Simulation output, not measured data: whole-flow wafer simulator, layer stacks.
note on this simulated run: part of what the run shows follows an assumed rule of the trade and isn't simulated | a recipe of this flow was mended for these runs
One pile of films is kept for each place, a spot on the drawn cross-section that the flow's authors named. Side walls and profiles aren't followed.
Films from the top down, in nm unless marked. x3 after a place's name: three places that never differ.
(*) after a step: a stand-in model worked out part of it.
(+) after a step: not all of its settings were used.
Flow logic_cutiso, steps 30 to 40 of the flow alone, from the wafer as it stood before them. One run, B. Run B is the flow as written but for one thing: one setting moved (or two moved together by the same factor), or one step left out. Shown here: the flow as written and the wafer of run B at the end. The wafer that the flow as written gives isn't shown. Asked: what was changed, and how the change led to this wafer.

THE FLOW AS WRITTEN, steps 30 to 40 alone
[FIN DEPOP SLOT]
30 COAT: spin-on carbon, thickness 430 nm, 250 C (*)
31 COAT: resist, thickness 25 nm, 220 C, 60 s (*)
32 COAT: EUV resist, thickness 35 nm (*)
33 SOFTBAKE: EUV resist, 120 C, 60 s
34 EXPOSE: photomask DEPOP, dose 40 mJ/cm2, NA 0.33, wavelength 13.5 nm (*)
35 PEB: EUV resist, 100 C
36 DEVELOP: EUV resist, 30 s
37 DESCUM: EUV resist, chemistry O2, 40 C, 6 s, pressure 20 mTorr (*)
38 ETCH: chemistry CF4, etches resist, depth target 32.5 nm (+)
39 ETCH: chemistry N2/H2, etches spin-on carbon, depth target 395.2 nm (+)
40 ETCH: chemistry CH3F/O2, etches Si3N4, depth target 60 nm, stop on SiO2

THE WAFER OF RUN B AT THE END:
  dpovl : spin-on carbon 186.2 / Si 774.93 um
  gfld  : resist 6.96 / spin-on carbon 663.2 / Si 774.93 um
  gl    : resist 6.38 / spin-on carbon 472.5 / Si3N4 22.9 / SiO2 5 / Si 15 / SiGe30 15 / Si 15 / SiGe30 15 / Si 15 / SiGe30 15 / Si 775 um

The cause: step 30, COAT: thickness 523 nm was run, where the flow has thickness 430 nm.

How the change led to this, step by step:
  30 COAT: spin-on carbon, thickness 430 nm, 250 C (*)
      dpovl, isow, nsgap: spin-on carbon +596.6 (new film) (as written it would be: spin-on carbon +503.6 (new film))
      depop, ns: spin-on carbon +405.3 (new film) (as written it would be: spin-on carbon +312.3 (new film))
      (and at 17 more places)
  31 COAT: resist, thickness 25 nm, 220 C, 60 s (*)
      gfld, lnri: resist +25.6 (new film) (as written it would be: resist +26.3 (new film))
      iso: resist +25.6 (new film) (as written it would be: resist +26.2 (new film))
      (and at 1 more place)
  39 ETCH: chemistry N2/H2, etches spin-on carbon, depth target 395.2 nm (+)
      depop: spin-on carbon -395.2 (as written it would be: spin-on carbon -308.6 (all of it), Si3N4 -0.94)
  40 ETCH: chemistry CH3F/O2, etches Si3N4, depth target 60 nm, stop on SiO2
      depop: spin-on carbon -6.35 (all of it), Si3N4 -22.9 (all of it), SiO2 -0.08 (as written it would be: Si3N4 -22 (all of it), SiO2 -0.08)
